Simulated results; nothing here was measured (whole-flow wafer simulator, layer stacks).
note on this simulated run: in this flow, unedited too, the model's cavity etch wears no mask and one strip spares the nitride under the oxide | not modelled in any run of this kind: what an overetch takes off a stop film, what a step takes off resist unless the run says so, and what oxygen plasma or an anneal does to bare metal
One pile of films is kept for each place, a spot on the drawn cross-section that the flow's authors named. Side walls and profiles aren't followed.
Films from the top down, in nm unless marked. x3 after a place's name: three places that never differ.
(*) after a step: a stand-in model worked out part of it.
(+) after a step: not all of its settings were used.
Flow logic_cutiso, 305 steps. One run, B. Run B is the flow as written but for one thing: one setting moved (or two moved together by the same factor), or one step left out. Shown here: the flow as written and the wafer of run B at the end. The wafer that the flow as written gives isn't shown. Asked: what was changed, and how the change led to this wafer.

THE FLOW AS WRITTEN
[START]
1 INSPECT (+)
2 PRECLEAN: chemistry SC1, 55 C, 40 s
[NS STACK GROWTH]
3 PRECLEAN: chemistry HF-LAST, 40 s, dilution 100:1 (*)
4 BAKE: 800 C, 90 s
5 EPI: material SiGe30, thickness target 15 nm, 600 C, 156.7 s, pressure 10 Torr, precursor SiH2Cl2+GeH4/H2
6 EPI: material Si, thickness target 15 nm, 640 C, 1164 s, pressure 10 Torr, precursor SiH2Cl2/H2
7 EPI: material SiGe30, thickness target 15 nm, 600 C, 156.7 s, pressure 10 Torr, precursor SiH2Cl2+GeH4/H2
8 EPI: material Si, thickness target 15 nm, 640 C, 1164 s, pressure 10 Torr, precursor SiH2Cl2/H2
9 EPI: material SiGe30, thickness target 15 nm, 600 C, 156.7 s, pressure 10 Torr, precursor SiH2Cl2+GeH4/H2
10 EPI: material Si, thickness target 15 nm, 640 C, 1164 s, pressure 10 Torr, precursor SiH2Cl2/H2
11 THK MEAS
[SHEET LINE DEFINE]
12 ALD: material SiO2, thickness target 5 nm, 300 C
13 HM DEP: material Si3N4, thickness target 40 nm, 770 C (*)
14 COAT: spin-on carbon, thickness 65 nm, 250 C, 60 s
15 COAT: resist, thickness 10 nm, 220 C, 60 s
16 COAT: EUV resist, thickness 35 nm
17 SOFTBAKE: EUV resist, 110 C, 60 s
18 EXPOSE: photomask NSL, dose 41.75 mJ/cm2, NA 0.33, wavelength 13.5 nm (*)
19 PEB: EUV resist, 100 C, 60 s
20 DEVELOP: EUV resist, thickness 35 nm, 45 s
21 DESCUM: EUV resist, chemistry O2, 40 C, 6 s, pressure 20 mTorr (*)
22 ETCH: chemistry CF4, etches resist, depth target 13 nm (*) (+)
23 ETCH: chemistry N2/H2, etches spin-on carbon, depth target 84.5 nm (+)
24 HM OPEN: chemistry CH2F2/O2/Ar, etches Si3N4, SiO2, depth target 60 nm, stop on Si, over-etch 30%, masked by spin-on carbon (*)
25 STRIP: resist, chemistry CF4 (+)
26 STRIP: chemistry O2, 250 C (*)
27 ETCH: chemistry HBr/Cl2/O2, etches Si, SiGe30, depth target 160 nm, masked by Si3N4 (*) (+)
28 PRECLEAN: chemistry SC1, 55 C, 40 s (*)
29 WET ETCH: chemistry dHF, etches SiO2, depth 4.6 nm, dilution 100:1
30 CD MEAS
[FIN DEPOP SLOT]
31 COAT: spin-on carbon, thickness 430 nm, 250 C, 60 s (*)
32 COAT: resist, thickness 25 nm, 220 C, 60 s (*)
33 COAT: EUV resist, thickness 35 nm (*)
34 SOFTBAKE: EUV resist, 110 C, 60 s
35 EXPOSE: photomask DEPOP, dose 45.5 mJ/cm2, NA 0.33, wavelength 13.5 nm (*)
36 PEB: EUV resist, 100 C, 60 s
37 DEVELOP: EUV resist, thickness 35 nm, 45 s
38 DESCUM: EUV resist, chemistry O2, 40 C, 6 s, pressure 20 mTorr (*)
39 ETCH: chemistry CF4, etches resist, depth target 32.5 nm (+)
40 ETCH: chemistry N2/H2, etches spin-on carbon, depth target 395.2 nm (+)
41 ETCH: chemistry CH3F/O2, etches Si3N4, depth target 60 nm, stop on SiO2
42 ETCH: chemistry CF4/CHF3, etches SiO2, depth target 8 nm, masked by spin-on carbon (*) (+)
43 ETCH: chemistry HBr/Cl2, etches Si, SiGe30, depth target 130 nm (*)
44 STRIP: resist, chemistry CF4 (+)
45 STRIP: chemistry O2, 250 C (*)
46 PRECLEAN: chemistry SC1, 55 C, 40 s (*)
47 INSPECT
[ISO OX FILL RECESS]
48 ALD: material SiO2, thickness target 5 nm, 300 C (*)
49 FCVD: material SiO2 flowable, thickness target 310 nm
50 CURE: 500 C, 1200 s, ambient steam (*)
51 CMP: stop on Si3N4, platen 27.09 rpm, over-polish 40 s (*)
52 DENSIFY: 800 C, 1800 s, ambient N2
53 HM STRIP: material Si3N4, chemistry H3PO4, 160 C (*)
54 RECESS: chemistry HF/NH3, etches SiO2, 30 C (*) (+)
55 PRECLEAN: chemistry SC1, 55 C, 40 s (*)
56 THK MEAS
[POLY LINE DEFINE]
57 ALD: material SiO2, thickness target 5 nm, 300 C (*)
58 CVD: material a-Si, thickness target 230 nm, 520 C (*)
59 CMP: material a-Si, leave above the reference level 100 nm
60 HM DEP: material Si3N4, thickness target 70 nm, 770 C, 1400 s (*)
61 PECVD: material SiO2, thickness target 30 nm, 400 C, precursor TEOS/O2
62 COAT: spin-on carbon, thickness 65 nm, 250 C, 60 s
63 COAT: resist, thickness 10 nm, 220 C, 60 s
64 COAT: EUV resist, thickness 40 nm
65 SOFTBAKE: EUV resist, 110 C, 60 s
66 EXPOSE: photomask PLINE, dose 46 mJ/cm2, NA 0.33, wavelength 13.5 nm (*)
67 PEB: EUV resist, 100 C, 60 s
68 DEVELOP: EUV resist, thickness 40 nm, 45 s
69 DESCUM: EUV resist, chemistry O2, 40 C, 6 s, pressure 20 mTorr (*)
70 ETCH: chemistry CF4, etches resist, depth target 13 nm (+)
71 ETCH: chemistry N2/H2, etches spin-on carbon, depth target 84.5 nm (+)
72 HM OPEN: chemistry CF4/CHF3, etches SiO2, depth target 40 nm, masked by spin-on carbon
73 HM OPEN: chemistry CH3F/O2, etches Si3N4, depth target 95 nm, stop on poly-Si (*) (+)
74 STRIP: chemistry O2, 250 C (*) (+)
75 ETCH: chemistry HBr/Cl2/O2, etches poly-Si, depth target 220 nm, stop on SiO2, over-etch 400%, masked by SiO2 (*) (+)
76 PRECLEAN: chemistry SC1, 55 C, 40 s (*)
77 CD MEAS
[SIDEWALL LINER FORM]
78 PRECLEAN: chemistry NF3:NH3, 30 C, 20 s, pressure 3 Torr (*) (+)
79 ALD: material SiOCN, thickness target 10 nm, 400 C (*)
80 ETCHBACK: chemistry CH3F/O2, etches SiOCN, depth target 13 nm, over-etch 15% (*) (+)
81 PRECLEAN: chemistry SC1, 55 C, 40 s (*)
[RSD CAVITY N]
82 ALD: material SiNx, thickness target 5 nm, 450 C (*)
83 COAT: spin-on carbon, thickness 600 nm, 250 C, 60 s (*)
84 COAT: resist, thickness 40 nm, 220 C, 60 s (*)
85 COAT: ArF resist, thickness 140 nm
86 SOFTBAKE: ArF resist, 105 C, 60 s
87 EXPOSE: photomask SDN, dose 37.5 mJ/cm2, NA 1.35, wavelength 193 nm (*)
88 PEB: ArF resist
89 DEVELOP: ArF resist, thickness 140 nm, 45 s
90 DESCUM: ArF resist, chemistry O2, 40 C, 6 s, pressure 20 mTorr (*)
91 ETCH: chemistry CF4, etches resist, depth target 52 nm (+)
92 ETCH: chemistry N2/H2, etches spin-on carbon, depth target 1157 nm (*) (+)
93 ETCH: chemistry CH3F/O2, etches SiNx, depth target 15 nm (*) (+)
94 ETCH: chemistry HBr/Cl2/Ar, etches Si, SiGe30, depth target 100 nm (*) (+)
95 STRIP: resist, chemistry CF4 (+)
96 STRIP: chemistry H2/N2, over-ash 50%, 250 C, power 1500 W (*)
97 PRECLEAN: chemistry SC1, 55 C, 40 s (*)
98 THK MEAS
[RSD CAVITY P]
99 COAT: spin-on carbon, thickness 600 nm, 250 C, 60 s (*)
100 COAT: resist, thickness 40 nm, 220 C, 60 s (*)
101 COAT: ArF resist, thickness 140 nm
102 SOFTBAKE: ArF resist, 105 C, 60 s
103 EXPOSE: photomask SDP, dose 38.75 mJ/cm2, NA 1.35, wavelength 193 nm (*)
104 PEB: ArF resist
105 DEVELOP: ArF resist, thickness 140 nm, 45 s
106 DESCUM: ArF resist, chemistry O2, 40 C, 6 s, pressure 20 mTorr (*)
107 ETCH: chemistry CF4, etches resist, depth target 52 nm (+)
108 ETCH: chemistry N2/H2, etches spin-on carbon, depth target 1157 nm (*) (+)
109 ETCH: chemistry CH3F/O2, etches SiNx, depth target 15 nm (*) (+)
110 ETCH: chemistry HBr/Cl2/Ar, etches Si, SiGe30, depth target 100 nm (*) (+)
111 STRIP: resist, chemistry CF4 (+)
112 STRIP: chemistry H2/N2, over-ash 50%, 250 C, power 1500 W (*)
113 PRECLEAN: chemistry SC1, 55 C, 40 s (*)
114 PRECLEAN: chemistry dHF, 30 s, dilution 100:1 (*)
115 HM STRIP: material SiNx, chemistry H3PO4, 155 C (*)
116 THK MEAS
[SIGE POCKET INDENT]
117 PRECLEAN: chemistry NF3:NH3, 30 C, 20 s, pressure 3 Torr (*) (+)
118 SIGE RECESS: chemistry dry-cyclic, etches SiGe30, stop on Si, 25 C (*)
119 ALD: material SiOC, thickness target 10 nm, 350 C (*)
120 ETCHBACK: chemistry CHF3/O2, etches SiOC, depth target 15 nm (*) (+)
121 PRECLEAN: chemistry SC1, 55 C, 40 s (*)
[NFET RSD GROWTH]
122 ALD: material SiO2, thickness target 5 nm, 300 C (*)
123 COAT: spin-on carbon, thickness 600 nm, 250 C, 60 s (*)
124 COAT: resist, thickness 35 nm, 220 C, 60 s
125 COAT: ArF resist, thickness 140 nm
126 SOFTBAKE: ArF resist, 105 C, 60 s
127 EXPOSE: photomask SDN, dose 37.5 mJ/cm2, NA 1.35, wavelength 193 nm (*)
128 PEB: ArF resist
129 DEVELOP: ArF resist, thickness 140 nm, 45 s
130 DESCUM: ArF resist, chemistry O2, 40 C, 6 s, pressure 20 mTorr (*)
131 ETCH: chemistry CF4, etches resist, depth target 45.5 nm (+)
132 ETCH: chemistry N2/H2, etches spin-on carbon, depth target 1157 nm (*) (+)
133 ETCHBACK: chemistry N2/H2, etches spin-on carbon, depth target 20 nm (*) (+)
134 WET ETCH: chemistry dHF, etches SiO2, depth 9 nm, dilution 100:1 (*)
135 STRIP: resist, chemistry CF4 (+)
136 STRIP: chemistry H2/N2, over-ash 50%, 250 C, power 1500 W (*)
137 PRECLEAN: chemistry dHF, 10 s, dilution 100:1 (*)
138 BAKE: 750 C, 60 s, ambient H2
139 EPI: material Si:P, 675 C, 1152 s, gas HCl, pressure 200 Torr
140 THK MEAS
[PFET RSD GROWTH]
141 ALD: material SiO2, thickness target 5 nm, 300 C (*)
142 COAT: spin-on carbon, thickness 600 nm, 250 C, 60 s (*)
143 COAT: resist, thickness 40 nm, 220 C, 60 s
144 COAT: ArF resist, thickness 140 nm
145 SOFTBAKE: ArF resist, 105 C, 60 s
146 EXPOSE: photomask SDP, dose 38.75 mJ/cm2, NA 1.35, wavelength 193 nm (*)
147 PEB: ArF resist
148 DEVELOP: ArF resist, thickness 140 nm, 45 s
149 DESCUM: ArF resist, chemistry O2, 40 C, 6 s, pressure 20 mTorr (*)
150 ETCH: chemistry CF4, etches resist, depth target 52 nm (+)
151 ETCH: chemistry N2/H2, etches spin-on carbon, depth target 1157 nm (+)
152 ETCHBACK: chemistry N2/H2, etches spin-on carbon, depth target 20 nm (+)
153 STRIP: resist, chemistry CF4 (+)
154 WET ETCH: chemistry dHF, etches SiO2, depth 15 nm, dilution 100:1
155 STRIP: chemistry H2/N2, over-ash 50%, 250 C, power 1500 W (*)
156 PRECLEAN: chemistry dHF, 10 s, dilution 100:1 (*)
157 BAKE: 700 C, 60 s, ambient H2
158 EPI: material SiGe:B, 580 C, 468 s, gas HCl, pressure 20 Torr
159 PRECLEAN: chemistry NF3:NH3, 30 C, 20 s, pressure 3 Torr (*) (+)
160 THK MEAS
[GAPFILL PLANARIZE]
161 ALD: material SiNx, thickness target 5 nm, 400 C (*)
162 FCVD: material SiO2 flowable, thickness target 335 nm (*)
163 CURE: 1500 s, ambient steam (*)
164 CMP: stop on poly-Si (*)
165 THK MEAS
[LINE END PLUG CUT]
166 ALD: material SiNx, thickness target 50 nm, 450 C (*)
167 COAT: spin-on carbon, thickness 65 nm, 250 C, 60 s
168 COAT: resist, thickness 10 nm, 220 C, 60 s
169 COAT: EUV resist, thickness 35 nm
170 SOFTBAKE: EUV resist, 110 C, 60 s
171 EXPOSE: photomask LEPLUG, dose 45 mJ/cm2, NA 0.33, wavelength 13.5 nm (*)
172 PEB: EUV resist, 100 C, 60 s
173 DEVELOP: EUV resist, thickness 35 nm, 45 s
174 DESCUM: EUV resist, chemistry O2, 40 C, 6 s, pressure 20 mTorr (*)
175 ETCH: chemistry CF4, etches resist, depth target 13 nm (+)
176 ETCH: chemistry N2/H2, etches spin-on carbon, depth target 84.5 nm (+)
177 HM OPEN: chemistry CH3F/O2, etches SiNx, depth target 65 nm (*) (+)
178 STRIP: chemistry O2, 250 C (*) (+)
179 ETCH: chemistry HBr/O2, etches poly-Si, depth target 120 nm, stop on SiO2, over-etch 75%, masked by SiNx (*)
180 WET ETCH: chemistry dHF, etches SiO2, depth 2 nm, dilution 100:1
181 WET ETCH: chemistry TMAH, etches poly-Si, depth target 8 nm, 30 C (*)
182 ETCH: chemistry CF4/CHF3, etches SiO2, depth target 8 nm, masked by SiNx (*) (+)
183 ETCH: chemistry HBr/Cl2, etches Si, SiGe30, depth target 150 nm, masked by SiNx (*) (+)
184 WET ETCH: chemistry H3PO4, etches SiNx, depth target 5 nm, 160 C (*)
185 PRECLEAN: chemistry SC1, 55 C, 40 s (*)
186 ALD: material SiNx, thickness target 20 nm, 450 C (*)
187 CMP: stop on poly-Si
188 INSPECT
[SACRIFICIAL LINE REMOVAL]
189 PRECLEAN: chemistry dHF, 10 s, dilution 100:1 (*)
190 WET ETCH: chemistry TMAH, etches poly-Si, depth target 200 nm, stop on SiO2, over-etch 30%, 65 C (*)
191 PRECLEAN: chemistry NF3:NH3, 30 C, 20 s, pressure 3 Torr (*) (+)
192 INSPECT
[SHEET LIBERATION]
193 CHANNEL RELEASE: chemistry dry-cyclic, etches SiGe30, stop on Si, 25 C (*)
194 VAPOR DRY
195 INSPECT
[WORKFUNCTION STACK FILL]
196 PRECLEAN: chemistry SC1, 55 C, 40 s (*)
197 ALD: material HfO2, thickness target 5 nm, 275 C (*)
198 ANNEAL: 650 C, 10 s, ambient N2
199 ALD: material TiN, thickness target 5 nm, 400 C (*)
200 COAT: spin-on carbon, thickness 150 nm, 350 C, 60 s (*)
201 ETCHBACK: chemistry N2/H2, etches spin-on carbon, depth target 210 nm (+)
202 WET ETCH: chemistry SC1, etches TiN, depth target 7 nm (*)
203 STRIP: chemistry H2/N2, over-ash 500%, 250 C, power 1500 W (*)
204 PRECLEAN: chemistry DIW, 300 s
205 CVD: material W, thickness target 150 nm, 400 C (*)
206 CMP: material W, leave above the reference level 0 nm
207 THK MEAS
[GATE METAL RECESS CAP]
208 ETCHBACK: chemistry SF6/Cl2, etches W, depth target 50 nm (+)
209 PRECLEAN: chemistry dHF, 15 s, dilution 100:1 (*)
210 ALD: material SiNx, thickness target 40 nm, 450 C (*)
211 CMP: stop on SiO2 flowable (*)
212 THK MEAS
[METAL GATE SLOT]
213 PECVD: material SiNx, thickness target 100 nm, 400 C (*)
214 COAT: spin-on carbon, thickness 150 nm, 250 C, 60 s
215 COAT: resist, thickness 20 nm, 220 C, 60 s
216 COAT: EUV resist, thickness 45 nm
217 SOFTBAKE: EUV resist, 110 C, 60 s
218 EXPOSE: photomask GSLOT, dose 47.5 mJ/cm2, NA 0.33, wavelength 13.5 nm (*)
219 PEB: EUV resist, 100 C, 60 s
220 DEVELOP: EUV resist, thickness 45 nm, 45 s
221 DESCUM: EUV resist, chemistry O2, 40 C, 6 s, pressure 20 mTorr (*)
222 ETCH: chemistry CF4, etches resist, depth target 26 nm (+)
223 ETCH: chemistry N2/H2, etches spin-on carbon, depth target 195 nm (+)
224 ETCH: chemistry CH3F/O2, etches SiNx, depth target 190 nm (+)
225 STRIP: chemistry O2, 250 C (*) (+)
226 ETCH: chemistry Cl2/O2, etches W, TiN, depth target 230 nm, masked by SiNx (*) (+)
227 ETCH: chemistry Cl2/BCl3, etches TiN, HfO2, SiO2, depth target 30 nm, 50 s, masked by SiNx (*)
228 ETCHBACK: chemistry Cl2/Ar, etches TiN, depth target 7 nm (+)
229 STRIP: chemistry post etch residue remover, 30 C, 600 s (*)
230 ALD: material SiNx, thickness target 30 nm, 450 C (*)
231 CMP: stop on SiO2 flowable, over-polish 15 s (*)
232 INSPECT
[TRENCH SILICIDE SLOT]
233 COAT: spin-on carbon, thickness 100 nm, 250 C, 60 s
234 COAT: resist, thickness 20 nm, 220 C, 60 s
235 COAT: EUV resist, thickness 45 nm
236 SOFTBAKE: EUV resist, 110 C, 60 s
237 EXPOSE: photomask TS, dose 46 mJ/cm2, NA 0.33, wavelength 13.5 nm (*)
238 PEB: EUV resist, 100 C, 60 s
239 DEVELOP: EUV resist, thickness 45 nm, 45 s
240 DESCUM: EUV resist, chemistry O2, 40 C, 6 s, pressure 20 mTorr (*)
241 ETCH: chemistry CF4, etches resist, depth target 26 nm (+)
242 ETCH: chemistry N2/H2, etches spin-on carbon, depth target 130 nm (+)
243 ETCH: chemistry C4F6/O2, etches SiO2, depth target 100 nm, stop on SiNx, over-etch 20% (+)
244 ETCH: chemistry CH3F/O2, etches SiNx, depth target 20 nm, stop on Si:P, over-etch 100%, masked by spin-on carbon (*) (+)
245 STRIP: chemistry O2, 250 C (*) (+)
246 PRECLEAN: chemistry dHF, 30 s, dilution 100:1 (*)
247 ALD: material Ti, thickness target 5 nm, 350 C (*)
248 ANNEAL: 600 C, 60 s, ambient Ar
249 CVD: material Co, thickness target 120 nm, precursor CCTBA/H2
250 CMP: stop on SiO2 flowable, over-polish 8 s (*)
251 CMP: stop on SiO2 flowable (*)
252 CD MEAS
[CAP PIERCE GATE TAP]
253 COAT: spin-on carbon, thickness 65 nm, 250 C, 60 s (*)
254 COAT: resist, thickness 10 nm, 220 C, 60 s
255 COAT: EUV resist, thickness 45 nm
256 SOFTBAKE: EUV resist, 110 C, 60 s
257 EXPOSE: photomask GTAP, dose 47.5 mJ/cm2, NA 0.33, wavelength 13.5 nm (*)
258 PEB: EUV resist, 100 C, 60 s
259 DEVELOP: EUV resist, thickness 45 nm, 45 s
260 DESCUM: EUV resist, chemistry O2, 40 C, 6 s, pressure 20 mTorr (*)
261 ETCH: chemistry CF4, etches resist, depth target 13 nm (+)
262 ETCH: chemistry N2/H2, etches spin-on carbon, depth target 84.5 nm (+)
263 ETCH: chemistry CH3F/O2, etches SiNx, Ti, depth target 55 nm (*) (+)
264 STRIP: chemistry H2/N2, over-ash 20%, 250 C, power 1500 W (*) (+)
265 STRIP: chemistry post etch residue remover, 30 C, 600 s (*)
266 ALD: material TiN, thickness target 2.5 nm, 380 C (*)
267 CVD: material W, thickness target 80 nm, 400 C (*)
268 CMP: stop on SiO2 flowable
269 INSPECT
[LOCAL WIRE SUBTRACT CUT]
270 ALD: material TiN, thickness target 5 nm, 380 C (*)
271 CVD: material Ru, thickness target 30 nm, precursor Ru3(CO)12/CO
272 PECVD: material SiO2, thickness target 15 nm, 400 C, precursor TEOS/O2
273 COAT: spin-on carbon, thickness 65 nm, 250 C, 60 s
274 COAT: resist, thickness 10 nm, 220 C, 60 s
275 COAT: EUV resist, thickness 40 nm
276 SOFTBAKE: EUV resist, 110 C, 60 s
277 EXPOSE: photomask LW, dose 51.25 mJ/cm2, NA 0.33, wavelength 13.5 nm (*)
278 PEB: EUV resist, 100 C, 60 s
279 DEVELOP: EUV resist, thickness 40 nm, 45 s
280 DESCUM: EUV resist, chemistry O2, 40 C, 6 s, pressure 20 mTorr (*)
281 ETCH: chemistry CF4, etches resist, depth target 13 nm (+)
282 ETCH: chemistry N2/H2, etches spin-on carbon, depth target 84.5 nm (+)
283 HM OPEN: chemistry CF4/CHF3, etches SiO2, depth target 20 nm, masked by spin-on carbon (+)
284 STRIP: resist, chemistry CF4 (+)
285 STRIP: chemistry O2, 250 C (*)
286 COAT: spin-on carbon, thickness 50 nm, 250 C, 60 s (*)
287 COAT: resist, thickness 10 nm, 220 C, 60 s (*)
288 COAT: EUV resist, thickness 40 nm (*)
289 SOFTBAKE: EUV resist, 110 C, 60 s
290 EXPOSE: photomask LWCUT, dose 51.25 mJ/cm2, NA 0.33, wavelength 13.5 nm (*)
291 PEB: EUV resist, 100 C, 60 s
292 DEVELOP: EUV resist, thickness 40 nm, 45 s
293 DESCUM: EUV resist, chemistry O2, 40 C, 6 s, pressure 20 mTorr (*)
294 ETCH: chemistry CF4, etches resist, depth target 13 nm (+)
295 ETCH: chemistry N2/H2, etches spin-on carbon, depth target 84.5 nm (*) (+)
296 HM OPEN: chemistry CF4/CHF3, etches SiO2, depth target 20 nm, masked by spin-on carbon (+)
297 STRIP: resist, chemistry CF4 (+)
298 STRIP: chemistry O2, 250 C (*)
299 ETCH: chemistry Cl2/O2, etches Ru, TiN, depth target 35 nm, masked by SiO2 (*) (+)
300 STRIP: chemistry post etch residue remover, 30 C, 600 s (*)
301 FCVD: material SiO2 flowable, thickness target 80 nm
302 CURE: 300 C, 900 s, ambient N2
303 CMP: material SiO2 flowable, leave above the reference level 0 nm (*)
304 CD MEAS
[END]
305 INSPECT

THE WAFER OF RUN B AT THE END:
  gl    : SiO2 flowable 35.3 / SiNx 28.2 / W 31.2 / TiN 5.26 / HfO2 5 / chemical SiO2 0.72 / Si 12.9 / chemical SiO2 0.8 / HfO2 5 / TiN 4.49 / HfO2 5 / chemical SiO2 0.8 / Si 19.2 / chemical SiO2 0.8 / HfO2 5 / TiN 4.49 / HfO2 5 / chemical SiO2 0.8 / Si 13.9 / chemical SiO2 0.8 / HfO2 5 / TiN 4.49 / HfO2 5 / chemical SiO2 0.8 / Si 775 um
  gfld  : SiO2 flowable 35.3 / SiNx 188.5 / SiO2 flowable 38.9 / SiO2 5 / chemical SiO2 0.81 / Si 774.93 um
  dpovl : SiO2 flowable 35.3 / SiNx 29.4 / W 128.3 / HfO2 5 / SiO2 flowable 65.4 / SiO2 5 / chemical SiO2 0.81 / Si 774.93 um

The cause: step 8, EPI: thickness target 20.2 nm was run, where the flow has thickness target 15 nm; step 8, EPI: 1572 s was run, where the flow has 1164 s.

How the change led to this, step by step:
  8 EPI: material Si, thickness target 15 nm, 640 C, 1164 s, pressure 10 Torr, precursor SiH2Cl2/H2
      depop, dpovl, gfld and 19 more: Si +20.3 (new film) (as written it would be: Si +15 (new film))
  27 ETCH: chemistry HBr/Cl2/O2, etches Si, SiGe30, depth target 160 nm, masked by Si3N4 (*) (+)
      gfld, gxf, iso, lnri: chemical SiO2 -0.79 (all of it), Si -11.4 (all of it), SiGe30 -15 (all of it), Si -20.3 (all of it), SiGe30 -15 (all of it), Si -15 (all of it), SiGe30 -15 (all of it), Si -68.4 (as written it would be: chemical SiO2 -0.79 (all of it), Si -11.4 (all of it), SiGe30 -15 (all of it), Si -15 (all of it), SiGe30 -15 (all of it), Si -15 (all of it), SiGe30 -15 (all of it), Si -73.6)
      dpovl, nsgap: chemical SiO2 -0.79 (all of it), Si -11.8 (all of it), SiGe30 -15 (all of it), Si -20.3 (all of it), SiGe30 -15 (all of it), Si -15 (all of it), SiGe30 -15 (all of it), Si -68 (as written it would be: chemical SiO2 -0.79 (all of it), Si -11.8 (all of it), SiGe30 -15 (all of it), Si -15 (all of it), SiGe30 -15 (all of it), Si -15 (all of it), SiGe30 -15 (all of it), Si -73.2)
      (and at 1 more place)
  43 ETCH: chemistry HBr/Cl2, etches Si, SiGe30, depth target 130 nm (*)
      depop: Si -14 (all of it), SiGe30 -15 (all of it), Si -20.3 (all of it), SiGe30 -15 (all of it), Si -15 (all of it), SiGe30 -15 (all of it), Si -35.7 (as written it would be: Si -14 (all of it), SiGe30 -15 (all of it), Si -15 (all of it), SiGe30 -15 (all of it), Si -15 (all of it), SiGe30 -15 (all of it), Si -41)
  94 ETCH: chemistry HBr/Cl2/Ar, etches Si, SiGe30, depth target 100 nm (*) (+)
      rsdn, rsdx: chemical SiO2 -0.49 (all of it), Si -12.8 (all of it), SiGe30 -15 (all of it), Si -20.3 (all of it), SiGe30 -15 (all of it), Si -15 (all of it), SiGe30 -15 (all of it), Si -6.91 (as written it would be: chemical SiO2 -0.49 (all of it), Si -12.8 (all of it), SiGe30 -15 (all of it), Si -15 (all of it), SiGe30 -15 (all of it), Si -15 (all of it), SiGe30 -15 (all of it), Si -12.2)
  110 ETCH: chemistry HBr/Cl2/Ar, etches Si, SiGe30, depth target 100 nm (*) (+)
      rsdp, rsdw: chemical SiO2 -0.49 (all of it), Si -12.8 (all of it), SiGe30 -15 (all of it), Si -20.3 (all of it), SiGe30 -15 (all of it), Si -15 (all of it), SiGe30 -15 (all of it), Si -6.91 (as written it would be: chemical SiO2 -0.49 (all of it), Si -12.8 (all of it), SiGe30 -15 (all of it), Si -15 (all of it), SiGe30 -15 (all of it), Si -15 (all of it), SiGe30 -15 (all of it), Si -12.2)
  183 ETCH: chemistry HBr/Cl2, etches Si, SiGe30, depth target 150 nm, masked by SiNx (*) (+)
      plug: Si -13.6 (all of it), SiGe30 -15 (all of it), Si -20.3 (all of it), SiGe30 -15 (all of it), Si -15 (all of it), SiGe30 -15 (all of it), Si -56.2 (as written it would be: Si -13.6 (all of it), SiGe30 -15 (all of it), Si -15 (all of it), SiGe30 -15 (all of it), Si -15 (all of it), SiGe30 -15 (all of it), Si -61.4)
